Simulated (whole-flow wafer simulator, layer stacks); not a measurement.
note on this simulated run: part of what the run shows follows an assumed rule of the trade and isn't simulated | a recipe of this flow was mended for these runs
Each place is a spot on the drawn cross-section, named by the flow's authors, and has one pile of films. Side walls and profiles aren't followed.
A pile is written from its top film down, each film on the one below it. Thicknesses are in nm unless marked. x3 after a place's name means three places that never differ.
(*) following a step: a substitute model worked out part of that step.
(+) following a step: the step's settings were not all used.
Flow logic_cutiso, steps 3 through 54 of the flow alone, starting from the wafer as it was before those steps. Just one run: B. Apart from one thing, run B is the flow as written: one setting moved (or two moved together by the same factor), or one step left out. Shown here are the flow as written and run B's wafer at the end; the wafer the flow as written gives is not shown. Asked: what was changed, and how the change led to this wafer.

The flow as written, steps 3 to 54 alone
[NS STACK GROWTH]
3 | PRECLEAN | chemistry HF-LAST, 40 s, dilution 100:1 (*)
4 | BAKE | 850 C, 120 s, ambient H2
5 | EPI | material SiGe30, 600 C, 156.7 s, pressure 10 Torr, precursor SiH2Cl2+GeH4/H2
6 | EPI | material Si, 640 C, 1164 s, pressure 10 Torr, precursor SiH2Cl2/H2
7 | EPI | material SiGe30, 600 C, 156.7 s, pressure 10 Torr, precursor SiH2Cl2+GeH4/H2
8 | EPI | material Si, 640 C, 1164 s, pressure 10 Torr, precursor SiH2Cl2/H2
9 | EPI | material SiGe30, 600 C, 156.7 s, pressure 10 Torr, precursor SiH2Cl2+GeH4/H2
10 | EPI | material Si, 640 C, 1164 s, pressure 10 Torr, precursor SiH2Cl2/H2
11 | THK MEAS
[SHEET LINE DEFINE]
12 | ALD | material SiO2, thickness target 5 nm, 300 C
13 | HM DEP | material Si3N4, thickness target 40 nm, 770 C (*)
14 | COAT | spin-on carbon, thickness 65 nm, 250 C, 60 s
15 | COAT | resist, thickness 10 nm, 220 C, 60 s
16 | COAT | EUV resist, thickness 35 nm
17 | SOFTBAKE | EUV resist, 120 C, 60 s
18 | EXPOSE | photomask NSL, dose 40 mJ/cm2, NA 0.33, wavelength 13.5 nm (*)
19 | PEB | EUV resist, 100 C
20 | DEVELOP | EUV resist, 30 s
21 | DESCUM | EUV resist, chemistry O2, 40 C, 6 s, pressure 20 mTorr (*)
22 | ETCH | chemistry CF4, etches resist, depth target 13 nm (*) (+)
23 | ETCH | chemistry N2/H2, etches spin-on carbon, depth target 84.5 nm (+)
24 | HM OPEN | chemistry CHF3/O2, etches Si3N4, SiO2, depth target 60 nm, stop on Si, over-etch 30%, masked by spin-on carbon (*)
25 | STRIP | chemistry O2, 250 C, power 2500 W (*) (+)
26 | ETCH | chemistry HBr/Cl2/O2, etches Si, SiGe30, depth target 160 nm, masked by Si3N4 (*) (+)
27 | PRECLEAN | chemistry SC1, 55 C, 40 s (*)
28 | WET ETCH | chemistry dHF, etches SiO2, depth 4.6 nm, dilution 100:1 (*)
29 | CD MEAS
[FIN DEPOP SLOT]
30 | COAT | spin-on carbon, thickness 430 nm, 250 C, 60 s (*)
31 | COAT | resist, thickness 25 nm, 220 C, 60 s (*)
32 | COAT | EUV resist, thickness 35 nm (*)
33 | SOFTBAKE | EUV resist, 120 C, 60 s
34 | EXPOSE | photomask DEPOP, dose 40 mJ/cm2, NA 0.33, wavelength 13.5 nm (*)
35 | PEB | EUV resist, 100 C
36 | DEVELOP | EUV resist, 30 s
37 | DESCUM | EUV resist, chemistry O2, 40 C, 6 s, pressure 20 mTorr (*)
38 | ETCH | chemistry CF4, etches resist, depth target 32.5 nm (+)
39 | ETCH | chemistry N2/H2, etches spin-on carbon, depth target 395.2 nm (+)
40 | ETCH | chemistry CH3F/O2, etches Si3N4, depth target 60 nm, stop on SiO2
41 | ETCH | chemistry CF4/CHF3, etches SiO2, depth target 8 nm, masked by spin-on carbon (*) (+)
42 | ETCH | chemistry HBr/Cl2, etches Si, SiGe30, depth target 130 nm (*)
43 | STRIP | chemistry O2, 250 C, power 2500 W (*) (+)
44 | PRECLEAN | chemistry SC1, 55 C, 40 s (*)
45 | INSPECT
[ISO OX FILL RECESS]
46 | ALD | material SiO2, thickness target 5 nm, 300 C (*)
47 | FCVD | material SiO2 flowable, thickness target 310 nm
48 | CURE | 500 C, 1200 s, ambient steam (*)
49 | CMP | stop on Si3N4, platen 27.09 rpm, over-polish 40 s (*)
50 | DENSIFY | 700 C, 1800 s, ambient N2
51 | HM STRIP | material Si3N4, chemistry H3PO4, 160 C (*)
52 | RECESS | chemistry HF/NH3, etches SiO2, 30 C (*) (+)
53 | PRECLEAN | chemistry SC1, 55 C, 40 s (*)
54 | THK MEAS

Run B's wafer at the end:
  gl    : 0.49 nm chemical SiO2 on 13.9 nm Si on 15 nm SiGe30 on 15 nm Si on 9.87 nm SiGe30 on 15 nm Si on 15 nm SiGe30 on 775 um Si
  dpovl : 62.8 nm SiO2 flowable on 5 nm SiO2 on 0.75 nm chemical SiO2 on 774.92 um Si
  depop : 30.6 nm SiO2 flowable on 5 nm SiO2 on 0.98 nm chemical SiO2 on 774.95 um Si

Cause: step 7, EPI: 577 C was run, while the flow as written has 600 C.

Step by step, how the change led to this:
  7 | EPI | material SiGe30, 600 C, 156.7 s, pressure 10 Torr, precursor SiH2Cl2+GeH4/H2
      depop, dpovl, gfld and 19 more: SiGe30 gains 9.87 (new film) (in the flow as written it would be: SiGe30 gains 15 (new film))
  26 | ETCH | chemistry HBr/Cl2/O2, etches Si, SiGe30, depth target 160 nm, masked by Si3N4 (*) (+)
      dpovl, gfld, gxf, iso, isow, lnri, nsgap: chemical SiO2 loses 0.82 (all of it), Si loses 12 (all of it), SiGe30 loses 15 (all of it), Si loses 15 (all of it), SiGe30 loses 9.87 (all of it), Si loses 15 (all of it), SiGe30 loses 15 (all of it), Si loses 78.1 (in the flow as written it would be: chemical SiO2 loses 0.82 (all of it), Si loses 12 (all of it), SiGe30 loses 15 (all of it), Si loses 15 (all of it), SiGe30 loses 15 (all of it), Si loses 15 (all of it), SiGe30 loses 15 (all of it), Si loses 73)
  42 | ETCH | chemistry HBr/Cl2, etches Si, SiGe30, depth target 130 nm (*)
      depop: Si loses 13.8 (all of it), SiGe30 loses 15 (all of it), Si loses 15 (all of it), SiGe30 loses 9.87 (all of it), Si loses 15 (all of it), SiGe30 loses 15 (all of it), Si loses 46.4 (in the flow as written it would be: Si loses 13.8 (all of it), SiGe30 loses 15 (all of it), Si loses 15 (all of it), SiGe30 loses 15 (all of it), Si loses 15 (all of it), SiGe30 loses 15 (all of it), Si loses 41.2)
